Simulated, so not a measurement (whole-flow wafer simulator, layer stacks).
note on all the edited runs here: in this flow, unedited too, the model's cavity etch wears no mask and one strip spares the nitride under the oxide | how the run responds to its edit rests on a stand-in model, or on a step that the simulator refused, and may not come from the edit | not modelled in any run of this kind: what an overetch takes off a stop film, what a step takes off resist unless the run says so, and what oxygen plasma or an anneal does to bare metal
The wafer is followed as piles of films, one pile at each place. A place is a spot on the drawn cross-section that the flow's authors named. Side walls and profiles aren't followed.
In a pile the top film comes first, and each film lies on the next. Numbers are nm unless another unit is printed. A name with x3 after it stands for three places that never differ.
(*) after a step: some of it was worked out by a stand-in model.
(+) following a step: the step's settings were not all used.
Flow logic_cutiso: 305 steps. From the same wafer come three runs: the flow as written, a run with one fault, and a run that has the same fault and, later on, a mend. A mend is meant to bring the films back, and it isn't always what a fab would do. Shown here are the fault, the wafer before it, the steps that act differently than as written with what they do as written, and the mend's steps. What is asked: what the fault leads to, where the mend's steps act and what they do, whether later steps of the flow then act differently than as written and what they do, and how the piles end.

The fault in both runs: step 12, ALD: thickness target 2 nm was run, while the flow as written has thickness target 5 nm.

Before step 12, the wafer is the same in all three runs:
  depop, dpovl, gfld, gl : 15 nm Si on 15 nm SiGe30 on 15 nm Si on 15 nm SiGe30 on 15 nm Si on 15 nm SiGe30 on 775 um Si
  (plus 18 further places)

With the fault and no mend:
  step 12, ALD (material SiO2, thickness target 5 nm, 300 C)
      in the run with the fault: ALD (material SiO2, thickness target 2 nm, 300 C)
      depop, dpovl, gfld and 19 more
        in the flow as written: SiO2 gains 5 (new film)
        in the run with the fault: SiO2 gains 2 (new film)
  Steps further on in the flow that do not act as written (11 more steps, not shown, differ only slightly: by at most 2% or 0.5 nm, whichever is larger):
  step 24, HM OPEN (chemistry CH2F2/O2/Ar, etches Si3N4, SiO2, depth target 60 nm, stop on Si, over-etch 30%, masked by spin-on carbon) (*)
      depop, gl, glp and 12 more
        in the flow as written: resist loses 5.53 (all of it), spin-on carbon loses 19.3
        in the run with the fault: resist loses 5.53 (all of it), spin-on carbon loses 17.8
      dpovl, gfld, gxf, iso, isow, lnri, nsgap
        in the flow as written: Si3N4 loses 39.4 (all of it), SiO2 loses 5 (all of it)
        in the run with the fault: Si3N4 loses 39.4 (all of it), SiO2 loses 2 (all of it)
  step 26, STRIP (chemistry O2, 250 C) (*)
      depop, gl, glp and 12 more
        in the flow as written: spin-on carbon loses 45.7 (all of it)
        in the run with the fault: spin-on carbon loses 47.2 (all of it)
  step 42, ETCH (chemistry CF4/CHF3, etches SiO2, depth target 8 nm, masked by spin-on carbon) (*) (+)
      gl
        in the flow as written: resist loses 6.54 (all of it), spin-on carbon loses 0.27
        in the run with the fault: resist loses 2.88
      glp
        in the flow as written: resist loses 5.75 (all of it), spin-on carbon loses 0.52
        in the run with the fault: resist loses 2.88
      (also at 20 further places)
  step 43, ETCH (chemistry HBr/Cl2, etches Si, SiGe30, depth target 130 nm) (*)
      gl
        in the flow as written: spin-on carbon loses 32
        in the run with the fault: resist loses 3.66 (all of it), spin-on carbon loses 26.9
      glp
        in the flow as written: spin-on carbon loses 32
        in the run with the fault: resist loses 2.89 (all of it), spin-on carbon loses 28
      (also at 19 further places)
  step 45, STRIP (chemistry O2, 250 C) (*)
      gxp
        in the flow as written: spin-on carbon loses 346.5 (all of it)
        in the run with the fault: spin-on carbon loses 353.6 (all of it)
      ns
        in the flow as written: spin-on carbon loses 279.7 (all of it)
        in the run with the fault: spin-on carbon loses 286.9 (all of it)
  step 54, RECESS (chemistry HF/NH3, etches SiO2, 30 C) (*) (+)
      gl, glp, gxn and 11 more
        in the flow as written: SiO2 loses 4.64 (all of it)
        in the run with the fault: SiO2 loses 1.64 (all of it)
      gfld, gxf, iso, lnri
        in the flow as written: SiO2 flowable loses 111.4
        in the run with the fault: SiO2 flowable loses 108.5
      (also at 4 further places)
  The piles end only slightly different from the flow's at the places that both follow, by no more than 2% or 0.5 nm, whichever is larger.

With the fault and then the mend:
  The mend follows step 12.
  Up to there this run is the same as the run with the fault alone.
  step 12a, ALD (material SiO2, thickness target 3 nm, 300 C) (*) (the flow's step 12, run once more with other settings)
      depop, dpovl, gfld and 19 more
        SiO2 gains 3
  None of the later steps of the flow acts differently than as written at any place that is followed.
  By the end, the piles equal the flow's at every place that both follow.
